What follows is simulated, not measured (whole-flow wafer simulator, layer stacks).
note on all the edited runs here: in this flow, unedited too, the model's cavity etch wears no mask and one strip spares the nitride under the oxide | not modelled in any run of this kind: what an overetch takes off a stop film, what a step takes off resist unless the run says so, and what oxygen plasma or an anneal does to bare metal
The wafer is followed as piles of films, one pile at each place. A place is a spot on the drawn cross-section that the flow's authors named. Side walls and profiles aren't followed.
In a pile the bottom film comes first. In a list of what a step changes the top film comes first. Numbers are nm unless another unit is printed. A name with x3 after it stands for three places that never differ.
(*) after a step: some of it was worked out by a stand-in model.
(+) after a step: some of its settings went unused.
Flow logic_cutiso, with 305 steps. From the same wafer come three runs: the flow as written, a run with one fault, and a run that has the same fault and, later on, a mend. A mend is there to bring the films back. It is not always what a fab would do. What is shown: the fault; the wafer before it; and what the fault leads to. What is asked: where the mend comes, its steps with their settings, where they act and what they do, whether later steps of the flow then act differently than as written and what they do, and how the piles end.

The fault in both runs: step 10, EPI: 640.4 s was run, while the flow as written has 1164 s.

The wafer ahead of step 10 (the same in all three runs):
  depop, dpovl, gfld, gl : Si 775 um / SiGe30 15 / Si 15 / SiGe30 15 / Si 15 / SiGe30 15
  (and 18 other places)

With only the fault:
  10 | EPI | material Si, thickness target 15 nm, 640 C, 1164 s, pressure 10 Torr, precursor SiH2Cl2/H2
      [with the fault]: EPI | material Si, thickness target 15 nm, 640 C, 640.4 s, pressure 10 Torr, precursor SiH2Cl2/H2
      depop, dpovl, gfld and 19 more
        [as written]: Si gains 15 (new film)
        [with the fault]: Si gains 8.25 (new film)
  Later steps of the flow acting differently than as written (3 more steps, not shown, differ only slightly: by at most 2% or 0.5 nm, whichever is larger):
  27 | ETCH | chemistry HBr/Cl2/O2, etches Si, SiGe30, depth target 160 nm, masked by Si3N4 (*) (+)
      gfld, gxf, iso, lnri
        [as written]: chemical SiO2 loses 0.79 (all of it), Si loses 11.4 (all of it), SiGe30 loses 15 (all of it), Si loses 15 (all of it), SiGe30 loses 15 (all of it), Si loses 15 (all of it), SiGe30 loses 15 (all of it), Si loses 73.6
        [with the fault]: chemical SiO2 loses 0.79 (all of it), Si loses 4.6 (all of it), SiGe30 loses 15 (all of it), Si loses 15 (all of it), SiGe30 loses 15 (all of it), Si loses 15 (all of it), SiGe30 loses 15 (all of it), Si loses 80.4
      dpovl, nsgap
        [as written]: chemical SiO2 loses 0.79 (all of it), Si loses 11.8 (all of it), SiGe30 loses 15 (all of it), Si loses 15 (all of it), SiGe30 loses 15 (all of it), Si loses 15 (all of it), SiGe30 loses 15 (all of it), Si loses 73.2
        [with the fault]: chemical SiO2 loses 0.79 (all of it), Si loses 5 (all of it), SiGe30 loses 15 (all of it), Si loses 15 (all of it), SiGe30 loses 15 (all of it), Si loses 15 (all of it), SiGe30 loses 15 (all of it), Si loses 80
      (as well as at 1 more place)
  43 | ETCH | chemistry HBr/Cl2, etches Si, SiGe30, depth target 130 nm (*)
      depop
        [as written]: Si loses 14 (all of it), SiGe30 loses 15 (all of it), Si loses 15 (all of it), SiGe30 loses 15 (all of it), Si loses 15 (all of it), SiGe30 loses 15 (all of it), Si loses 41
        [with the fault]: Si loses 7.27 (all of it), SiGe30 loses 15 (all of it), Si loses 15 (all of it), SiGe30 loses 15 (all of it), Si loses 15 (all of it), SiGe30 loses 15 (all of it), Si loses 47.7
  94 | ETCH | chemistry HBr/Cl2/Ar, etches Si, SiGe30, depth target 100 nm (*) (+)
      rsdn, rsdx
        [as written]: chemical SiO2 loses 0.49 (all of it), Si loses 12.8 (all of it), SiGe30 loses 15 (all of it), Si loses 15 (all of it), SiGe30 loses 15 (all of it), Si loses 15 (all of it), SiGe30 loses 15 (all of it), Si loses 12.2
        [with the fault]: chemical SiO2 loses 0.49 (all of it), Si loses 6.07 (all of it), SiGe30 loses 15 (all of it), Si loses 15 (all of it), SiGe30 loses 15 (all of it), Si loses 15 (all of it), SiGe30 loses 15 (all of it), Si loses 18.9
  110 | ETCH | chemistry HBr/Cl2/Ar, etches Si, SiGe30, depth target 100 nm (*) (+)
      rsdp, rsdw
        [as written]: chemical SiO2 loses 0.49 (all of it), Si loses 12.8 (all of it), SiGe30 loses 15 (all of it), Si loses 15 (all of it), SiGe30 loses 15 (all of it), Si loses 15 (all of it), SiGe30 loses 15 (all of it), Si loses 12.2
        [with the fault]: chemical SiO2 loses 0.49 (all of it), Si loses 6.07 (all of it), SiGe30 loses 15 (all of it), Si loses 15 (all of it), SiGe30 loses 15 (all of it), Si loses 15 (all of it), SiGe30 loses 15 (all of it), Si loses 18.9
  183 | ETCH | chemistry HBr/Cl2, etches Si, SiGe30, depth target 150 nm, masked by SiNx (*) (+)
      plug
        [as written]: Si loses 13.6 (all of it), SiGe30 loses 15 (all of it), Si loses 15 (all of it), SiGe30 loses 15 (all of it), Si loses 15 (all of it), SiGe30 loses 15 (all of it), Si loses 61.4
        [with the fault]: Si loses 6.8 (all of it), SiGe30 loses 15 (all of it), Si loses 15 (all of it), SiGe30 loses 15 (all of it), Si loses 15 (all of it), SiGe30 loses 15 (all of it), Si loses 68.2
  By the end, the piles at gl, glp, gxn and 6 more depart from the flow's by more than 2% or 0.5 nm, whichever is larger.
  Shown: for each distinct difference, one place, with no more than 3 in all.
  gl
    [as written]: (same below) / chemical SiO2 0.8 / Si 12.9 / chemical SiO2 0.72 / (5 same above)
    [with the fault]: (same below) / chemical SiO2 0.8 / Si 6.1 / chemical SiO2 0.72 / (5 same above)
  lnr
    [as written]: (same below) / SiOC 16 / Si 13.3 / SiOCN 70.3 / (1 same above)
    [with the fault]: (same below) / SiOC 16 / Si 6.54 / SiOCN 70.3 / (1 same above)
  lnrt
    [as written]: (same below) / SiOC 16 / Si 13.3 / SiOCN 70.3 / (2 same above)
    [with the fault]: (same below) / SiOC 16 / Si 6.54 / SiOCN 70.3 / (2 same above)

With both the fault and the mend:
  The mend stands after step 11.
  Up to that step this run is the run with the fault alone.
  11a | EPI | material Si, thickness target 15 nm, 640 C, 524 s, pressure 10 Torr, precursor SiH2Cl2/H2 (the flow's step 10 again, with other settings)
      depop, dpovl, gfld and 19 more
        Si gains 6.75
  Later steps of the flow that are run all act as written at every place that is followed.
  By the end, the piles equal the flow's at every place that both follow.
